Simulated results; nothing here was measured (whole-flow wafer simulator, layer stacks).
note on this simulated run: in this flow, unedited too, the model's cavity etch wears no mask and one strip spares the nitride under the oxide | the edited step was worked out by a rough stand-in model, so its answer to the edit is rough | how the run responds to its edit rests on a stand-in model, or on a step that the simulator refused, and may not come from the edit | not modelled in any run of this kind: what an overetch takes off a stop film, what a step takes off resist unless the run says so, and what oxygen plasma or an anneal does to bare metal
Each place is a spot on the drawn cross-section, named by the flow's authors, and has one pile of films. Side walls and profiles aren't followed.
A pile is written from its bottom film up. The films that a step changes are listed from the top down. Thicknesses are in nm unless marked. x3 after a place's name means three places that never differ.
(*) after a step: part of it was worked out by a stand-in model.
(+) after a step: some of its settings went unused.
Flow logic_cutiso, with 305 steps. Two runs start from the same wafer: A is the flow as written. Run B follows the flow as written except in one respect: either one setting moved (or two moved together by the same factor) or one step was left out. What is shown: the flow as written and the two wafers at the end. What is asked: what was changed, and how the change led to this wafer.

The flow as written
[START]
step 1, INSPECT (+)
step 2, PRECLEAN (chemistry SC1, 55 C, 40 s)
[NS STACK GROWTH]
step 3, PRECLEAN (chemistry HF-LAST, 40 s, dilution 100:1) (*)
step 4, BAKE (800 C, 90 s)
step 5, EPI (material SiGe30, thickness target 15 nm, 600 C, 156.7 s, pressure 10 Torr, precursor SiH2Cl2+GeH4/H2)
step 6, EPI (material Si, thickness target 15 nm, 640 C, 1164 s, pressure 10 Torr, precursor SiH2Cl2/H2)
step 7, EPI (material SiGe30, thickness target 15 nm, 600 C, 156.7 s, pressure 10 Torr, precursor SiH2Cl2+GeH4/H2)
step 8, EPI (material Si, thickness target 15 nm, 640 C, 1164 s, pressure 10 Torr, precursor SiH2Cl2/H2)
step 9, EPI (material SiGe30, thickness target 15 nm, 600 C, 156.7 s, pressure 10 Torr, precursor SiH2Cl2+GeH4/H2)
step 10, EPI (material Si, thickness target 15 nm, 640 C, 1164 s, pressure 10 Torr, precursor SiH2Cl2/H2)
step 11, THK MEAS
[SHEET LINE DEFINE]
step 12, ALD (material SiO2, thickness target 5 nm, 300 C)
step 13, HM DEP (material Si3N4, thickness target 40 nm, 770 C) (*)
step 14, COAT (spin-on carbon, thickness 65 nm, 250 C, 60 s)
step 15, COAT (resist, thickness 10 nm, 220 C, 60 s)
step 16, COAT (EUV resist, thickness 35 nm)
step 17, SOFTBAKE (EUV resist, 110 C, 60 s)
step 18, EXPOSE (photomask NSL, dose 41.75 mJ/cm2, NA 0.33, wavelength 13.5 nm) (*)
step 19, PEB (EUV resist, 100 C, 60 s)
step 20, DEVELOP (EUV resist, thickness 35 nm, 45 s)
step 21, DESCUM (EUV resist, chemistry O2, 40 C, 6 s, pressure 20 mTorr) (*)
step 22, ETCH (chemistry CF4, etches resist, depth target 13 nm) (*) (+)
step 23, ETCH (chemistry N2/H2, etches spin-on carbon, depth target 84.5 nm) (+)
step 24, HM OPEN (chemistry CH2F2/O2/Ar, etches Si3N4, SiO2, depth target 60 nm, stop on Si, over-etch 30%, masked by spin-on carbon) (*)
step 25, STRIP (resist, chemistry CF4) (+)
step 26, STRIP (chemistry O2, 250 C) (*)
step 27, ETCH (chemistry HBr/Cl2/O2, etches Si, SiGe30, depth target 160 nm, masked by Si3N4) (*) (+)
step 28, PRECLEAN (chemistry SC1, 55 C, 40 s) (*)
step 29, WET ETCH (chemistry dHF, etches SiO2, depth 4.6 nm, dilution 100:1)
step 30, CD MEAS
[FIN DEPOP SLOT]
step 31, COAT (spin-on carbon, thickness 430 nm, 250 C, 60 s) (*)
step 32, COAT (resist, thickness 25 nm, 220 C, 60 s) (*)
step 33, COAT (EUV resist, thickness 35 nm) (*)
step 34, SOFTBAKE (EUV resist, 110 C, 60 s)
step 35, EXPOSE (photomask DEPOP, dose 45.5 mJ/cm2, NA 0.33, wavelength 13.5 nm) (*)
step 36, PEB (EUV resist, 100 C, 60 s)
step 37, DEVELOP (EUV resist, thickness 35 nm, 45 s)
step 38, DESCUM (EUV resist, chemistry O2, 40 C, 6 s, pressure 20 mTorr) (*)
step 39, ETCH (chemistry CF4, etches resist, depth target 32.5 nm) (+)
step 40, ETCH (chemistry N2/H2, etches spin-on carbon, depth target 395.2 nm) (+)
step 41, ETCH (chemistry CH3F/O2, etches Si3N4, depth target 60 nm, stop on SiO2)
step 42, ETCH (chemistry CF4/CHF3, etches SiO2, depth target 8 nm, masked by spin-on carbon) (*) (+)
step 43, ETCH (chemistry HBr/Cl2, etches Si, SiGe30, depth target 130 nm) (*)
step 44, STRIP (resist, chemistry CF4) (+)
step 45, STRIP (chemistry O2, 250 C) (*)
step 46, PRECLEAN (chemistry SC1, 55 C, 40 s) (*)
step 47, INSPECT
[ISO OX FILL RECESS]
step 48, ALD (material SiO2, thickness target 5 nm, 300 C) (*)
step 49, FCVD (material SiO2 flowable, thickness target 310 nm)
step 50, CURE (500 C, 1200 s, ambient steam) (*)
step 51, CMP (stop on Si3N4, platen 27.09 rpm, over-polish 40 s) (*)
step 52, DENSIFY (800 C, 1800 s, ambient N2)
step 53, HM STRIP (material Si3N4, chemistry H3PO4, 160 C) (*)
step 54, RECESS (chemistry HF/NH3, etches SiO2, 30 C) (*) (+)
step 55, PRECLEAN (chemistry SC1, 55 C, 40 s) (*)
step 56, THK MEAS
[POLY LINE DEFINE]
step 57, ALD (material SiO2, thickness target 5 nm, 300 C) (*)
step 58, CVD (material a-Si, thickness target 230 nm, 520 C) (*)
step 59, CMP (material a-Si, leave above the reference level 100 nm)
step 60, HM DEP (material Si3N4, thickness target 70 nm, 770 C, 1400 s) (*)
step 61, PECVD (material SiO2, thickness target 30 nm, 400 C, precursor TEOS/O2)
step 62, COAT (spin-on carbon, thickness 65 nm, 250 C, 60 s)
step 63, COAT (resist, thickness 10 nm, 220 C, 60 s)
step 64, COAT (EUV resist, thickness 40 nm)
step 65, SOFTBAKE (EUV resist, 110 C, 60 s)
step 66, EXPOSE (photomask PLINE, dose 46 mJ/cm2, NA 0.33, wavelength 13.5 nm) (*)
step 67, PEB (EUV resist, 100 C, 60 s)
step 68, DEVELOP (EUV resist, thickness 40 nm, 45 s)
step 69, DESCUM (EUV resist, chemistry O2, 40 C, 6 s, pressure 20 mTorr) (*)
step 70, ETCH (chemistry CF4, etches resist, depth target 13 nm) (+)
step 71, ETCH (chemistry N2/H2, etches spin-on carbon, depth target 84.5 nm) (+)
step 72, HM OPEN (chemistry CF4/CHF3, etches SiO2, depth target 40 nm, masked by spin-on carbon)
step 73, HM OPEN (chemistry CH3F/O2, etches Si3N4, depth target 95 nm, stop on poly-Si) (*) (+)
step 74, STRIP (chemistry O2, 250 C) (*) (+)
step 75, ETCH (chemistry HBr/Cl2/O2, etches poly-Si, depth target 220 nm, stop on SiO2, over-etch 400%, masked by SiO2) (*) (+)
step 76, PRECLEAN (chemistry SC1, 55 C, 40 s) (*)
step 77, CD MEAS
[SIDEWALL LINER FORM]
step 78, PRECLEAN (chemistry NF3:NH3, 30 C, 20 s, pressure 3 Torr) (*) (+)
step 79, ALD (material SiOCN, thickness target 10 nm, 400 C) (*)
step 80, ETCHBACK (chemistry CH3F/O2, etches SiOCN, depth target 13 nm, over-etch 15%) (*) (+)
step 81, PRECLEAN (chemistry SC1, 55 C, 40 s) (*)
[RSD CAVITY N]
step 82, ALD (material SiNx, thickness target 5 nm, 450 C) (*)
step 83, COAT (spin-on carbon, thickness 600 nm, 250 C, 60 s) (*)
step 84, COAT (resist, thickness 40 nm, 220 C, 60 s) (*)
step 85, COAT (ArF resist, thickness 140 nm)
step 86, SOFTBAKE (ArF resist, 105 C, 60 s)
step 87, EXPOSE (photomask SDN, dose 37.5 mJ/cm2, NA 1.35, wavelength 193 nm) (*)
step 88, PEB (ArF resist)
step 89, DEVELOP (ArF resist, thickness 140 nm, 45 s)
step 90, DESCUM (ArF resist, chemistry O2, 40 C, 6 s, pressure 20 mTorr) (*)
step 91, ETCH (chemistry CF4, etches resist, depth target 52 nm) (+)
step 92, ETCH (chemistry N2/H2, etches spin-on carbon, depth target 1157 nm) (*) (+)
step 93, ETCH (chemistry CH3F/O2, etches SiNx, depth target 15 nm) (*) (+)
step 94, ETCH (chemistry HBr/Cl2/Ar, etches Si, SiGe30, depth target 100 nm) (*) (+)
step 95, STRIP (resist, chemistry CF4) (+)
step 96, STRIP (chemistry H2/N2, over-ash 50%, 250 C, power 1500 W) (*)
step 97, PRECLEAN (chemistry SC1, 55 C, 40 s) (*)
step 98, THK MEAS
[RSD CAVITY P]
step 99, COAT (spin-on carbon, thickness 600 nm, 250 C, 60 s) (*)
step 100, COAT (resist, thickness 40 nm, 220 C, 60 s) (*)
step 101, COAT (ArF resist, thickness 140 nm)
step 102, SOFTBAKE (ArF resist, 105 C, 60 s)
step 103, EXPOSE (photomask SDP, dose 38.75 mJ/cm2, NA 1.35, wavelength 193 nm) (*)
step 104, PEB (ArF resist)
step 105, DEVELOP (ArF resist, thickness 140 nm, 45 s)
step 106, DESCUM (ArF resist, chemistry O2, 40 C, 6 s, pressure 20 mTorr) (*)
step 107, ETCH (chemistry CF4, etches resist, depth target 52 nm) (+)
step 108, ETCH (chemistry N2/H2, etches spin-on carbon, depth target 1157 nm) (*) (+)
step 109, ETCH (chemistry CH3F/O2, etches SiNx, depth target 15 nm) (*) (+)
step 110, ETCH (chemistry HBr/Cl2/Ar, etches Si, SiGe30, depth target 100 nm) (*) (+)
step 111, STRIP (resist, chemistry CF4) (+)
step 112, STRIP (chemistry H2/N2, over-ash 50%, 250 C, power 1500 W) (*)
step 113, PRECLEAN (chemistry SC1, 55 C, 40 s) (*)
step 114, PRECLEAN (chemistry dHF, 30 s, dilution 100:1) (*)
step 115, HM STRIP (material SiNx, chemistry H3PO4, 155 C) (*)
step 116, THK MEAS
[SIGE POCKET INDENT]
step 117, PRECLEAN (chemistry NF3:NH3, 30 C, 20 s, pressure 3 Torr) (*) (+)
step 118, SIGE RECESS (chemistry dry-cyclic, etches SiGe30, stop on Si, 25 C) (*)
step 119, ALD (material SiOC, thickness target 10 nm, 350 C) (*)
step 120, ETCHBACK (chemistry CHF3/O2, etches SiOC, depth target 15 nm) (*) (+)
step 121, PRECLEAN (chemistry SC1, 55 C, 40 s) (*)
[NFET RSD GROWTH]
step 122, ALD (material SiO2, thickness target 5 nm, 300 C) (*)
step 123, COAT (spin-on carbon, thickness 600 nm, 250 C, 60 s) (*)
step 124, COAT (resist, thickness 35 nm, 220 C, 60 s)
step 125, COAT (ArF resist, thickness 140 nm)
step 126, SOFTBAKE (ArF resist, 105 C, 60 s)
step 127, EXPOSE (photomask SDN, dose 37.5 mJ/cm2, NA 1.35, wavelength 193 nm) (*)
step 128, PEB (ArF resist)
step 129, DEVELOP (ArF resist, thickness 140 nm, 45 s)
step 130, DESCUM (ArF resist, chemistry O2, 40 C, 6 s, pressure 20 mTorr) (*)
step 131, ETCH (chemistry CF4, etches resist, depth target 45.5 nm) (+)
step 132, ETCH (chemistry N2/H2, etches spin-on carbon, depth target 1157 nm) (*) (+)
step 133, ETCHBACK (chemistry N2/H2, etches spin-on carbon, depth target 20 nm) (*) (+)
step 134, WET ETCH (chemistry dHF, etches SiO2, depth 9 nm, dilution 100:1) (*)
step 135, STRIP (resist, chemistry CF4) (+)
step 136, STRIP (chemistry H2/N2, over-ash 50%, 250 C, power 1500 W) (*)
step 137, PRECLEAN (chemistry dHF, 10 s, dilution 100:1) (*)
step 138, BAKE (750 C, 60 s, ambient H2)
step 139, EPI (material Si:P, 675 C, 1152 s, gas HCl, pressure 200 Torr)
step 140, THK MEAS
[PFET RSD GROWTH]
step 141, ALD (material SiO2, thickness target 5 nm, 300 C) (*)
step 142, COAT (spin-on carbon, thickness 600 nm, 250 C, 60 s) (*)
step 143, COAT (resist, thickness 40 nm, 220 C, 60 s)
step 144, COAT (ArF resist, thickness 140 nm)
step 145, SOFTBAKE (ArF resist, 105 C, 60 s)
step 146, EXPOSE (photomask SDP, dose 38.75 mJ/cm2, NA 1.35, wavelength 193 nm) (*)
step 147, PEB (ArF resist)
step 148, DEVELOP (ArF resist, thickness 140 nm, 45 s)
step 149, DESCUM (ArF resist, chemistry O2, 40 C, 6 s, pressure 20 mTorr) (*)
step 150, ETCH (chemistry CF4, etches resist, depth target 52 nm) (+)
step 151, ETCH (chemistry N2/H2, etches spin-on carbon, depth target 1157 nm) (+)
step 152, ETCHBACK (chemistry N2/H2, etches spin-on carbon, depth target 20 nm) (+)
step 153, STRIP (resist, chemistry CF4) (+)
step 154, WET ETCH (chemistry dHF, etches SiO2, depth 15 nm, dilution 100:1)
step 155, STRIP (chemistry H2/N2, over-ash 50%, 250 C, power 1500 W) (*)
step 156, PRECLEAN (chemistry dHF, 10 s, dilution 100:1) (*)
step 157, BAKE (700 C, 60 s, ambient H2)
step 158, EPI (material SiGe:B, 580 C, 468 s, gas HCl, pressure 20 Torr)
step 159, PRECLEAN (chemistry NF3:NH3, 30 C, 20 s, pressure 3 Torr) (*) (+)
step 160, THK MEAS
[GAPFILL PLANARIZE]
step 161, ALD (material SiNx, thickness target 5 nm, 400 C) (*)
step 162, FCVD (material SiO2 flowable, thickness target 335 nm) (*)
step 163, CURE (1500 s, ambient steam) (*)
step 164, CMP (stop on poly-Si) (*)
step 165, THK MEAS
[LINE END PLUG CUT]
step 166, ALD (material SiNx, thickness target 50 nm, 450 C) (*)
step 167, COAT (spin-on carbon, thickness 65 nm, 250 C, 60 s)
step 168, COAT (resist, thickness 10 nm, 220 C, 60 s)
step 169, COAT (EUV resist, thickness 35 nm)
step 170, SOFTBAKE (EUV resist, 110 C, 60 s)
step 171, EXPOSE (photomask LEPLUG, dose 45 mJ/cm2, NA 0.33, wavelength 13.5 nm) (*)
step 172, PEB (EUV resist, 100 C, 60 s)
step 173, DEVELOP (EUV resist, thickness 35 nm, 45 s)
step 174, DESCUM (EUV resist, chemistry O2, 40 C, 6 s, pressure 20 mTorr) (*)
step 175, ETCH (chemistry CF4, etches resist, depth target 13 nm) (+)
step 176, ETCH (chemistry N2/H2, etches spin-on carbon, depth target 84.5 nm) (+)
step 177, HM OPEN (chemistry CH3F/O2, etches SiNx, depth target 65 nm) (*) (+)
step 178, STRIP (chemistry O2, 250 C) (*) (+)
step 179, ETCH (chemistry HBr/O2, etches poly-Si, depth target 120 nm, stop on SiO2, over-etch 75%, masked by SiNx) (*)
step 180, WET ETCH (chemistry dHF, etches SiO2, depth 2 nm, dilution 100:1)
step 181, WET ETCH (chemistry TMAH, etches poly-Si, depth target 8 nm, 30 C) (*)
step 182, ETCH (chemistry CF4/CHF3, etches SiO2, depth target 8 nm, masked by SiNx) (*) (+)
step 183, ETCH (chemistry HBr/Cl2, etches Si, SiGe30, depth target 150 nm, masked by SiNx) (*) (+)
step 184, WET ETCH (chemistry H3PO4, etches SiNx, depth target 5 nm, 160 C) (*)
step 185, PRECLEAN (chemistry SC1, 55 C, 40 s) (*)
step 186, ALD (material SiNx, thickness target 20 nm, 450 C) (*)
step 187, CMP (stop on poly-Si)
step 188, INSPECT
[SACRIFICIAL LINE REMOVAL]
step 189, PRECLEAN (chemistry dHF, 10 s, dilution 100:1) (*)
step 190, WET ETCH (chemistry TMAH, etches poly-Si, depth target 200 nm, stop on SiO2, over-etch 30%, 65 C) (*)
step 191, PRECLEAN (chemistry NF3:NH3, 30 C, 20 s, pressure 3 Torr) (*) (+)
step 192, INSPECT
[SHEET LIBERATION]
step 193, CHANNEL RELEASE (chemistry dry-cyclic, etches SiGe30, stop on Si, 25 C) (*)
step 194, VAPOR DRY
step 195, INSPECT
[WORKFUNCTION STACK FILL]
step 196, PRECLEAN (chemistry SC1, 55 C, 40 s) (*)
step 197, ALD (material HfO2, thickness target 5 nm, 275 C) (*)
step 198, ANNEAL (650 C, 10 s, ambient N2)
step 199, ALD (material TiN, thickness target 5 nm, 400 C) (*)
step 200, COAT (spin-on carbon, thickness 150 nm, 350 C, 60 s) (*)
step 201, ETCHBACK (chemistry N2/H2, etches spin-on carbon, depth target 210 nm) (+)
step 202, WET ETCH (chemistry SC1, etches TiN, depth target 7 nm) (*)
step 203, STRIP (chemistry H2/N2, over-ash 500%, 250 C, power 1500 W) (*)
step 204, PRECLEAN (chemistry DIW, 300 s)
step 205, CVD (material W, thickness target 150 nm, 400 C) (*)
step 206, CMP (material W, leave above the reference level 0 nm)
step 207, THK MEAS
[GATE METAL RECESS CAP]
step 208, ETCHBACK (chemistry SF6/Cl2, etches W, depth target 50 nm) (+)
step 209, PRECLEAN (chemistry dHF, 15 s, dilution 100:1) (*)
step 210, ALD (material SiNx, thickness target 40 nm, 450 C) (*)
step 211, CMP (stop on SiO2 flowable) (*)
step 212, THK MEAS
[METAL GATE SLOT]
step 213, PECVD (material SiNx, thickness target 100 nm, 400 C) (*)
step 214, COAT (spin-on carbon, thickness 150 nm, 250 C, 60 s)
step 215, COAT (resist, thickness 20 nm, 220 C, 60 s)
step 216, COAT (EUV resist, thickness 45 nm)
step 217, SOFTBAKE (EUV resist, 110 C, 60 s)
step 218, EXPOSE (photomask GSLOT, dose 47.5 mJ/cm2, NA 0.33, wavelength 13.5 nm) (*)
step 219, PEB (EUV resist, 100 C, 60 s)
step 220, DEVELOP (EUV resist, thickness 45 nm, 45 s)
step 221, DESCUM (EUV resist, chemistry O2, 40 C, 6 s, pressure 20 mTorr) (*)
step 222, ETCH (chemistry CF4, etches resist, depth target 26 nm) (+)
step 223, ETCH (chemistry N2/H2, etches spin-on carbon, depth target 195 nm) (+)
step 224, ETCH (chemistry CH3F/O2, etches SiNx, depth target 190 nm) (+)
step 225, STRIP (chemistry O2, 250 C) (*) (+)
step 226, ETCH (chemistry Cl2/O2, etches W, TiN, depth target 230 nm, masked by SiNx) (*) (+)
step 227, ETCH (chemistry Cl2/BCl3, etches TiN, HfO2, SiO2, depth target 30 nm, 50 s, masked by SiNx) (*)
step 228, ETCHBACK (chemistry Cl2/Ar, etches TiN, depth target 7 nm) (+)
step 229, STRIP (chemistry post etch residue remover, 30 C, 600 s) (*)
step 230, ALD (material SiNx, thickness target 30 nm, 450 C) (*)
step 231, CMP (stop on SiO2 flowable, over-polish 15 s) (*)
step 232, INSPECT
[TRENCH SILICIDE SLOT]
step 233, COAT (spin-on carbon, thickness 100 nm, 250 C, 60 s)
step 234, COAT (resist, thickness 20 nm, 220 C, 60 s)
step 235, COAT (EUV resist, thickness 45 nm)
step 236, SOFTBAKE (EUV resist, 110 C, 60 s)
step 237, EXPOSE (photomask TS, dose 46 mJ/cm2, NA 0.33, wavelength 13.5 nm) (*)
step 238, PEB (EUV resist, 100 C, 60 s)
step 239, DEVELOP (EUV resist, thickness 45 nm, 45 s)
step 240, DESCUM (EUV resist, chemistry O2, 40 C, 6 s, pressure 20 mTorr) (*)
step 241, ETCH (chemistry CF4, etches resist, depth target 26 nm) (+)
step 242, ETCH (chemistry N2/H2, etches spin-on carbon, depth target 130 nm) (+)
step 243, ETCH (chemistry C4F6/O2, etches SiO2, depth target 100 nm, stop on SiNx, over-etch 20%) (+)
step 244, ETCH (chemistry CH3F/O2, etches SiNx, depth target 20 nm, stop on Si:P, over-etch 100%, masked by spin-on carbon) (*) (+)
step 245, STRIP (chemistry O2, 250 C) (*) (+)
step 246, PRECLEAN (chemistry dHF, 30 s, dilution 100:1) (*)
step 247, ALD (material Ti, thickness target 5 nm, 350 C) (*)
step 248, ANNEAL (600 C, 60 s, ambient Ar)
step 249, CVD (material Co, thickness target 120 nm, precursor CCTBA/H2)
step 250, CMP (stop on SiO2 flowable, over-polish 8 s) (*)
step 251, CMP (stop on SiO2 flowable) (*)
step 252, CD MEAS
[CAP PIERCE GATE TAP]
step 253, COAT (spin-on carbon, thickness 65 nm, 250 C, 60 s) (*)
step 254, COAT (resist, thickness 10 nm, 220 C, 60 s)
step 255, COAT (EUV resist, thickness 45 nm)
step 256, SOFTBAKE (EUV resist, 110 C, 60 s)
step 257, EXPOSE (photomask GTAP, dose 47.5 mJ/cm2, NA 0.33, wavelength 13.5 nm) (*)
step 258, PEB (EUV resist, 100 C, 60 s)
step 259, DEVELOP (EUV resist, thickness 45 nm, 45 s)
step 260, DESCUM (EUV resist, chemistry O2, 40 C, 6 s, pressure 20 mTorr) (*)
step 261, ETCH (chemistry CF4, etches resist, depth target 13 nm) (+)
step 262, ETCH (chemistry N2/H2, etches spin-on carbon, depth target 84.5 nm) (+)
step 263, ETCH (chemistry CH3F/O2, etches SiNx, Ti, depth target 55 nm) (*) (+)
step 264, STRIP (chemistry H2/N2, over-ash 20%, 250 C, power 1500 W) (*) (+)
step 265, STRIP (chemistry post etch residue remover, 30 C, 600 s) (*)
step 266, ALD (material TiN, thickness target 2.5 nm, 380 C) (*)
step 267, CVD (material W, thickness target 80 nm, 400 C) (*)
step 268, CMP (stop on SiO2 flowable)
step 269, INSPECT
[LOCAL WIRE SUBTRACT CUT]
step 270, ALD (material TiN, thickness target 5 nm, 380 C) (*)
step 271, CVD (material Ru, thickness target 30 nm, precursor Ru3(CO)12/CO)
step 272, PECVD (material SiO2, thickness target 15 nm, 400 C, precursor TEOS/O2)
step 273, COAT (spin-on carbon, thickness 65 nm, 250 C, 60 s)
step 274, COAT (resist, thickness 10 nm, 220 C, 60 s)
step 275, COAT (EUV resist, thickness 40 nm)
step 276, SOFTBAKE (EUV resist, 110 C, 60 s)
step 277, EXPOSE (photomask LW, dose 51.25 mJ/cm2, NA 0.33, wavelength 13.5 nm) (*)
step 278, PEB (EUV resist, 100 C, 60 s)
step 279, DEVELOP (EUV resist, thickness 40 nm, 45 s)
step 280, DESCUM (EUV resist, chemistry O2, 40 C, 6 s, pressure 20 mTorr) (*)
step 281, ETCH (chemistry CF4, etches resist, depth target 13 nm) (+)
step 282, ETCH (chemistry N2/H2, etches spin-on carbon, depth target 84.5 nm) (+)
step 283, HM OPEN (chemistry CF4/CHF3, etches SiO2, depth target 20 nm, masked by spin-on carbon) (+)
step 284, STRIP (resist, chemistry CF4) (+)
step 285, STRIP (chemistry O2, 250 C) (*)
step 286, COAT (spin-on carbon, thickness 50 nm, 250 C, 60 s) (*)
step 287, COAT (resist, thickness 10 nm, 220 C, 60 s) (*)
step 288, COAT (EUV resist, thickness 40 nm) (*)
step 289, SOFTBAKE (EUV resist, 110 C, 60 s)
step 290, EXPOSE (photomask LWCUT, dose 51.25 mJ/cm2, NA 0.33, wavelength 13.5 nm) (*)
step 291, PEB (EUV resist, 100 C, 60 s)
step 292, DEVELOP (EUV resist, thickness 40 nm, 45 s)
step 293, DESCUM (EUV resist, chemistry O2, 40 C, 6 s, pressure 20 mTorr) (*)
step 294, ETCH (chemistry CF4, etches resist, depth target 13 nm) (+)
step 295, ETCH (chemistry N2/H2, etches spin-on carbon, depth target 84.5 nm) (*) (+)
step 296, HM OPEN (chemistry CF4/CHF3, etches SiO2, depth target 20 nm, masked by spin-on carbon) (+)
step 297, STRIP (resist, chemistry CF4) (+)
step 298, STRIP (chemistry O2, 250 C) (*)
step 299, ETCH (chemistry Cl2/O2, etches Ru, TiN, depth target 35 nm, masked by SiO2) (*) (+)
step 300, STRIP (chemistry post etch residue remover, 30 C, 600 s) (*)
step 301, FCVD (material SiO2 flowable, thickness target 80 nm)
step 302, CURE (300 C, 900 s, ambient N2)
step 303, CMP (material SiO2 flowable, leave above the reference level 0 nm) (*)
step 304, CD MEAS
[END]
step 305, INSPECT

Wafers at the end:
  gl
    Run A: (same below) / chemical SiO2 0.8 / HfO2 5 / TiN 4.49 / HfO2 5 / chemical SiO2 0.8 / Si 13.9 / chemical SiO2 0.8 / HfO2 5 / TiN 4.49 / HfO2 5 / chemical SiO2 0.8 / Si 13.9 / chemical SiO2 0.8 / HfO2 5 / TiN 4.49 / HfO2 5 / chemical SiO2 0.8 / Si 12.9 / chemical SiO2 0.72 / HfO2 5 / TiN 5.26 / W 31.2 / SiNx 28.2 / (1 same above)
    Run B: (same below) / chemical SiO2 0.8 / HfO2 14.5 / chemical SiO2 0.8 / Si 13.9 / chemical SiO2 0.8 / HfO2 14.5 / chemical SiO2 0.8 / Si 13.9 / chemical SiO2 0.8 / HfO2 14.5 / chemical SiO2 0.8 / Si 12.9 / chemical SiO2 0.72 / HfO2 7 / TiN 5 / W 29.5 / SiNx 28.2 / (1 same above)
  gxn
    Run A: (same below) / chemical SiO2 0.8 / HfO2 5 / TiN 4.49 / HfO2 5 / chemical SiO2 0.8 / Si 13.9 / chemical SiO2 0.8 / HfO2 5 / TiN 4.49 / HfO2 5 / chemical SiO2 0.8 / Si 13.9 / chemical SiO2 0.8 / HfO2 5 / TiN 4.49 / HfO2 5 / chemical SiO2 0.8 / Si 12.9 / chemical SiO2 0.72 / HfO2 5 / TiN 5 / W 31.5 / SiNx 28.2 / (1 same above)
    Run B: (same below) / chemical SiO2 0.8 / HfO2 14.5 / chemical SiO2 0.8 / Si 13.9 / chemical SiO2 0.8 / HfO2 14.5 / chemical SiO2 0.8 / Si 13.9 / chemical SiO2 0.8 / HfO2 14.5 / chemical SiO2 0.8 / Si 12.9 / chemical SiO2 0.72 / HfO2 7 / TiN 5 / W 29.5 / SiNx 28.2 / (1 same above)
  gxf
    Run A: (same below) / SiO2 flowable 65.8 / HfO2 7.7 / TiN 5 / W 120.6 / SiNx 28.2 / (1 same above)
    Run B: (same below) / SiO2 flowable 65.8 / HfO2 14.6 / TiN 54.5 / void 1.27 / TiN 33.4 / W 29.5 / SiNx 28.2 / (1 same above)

Cause: step 197, ALD: thickness target 7 nm was run, while the flow as written has thickness target 5 nm.

How this came from the change, step by step:
  step 197, ALD (material HfO2, thickness target 5 nm, 275 C) (*)
      gl, glp, gxn, gxp, ns, tap: A +5 HfO2 (new film), +5 HfO2 (new film), -10 cavity, +5 HfO2 (new film), +5 HfO2 (new film), -10 cavity, +5 HfO2 (new film), +5 HfO2 (new film), -10 cavity, +5 HfO2 (new film) | B +7 HfO2 (new film), +14.5 HfO2 (new film), -14.5 cavity (all of it), +14.5 HfO2 (new film), -14.5 cavity (all of it), +14.5 HfO2 (new film), -14.5 cavity (all of it)
      depop, dpovl, gfld and 12 more: A +5 HfO2 (new film) | B +7 HfO2 (new film)
      (as well as at 1 more place)
  step 199, ALD (material TiN, thickness target 5 nm, 400 C) (*)
      gl, glp, tap: A +5.26 TiN (new film), +4.49 TiN (new film), -4.49 cavity (all of it), +4.49 TiN (new film), -4.49 cavity (all of it), +4.49 TiN (new film), -4.49 cavity (all of it) | B +5 TiN (new film)
      gxn, gxp, ns: A +5 TiN (new film), +4.49 TiN (new film), -4.49 cavity (all of it), +4.49 TiN (new film), -4.49 cavity (all of it), +4.49 TiN (new film), -4.49 cavity (all of it) | B +5 TiN (new film)
      (as well as at 2 more places)
  step 200, COAT (spin-on carbon, thickness 150 nm, 350 C, 60 s) (*)
      gxn, gxp: A +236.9 spin-on carbon (new film) | B +242.1 spin-on carbon (new film)
      lnr, lnrp: A +133.9 spin-on carbon (new film) | B +138.9 spin-on carbon (new film)
      (as well as at 14 more places)
  step 201, ETCHBACK (chemistry N2/H2, etches spin-on carbon, depth target 210 nm) (+)
      lnr, lnrp: A -133.9 spin-on carbon (all of it) | B -138.9 spin-on carbon (all of it)
      rsdn, rsdw: A -145.8 spin-on carbon (all of it) | B -150.8 spin-on carbon (all of it)
      (as well as at 7 more places)
  step 203, STRIP (chemistry H2/N2, over-ash 500%, 250 C, power 1500 W) (*)
      gl, glp: A -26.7 spin-on carbon (all of it) | B -32.1 spin-on carbon (all of it)
      gxn, gxp: A -26.8 spin-on carbon (all of it) | B -32 spin-on carbon (all of it)
      (as well as at 3 more places)
  step 205, CVD (material W, thickness target 150 nm, 400 C) (*)
      gxf: A +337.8 W (new film) | B +248.7 W (new film)
  step 206, CMP (material W, leave above the reference level 0 nm)
      lnr, lnri, lnrp, lnrt: A -150 W (all of it), -5 HfO2 (all of it), -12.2 SiOCN | B -150 W (all of it), -7 HfO2 (all of it), -12.2 SiOCN
      rsdn, rsdp, rsdw, rsdx: A -162.2 W (all of it), -5 HfO2 (all of it) | B -162.2 W (all of it), -7 HfO2 (all of it)
      (as well as at 2 more places)
  step 226, ETCH (chemistry Cl2/O2, etches W, TiN, depth target 230 nm, masked by SiNx) (*) (+)
      gfld: A -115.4 W (all of it), -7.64 TiN (all of it), -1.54 HfO2 | B -115.4 W (all of it), -5.64 TiN (all of it), -1.51 HfO2
  step 227, ETCH (chemistry Cl2/BCl3, etches TiN, HfO2, SiO2, depth target 30 nm, 50 s, masked by SiNx) (*)
      gfld: A -3.46 HfO2 (all of it), -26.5 SiO2 flowable | B -5.49 HfO2 (all of it), -24.5 SiO2 flowable
Taking metal films that touch as one body, gl has 1 body; the flow as written gives 4 bodies (between them, from the top down: HfO2 5 / chemical SiO2 0.72 / Si 12.9 / chemical SiO2 0.8 / HfO2 5; HfO2 5 / chemical SiO2 0.8 / Si 13.9 / chemical SiO2 0.8 / HfO2 5; HfO2 5 / chemical SiO2 0.8 / Si 13.9 / chemical SiO2 0.8 / HfO2 5).
Taking metal films that touch as one body, gxn has 1 body; the flow as written gives 4 bodies (between them, from the top down: HfO2 5 / chemical SiO2 0.72 / Si 12.9 / chemical SiO2 0.8 / HfO2 5; HfO2 5 / chemical SiO2 0.8 / Si 13.9 / chemical SiO2 0.8 / HfO2 5; HfO2 5 / chemical SiO2 0.8 / Si 13.9 / chemical SiO2 0.8 / HfO2 5).
Taking metal films that touch as one body, gxf has 2 bodies (between them, from the top down: void 1.27); the flow as written gives 1 body.
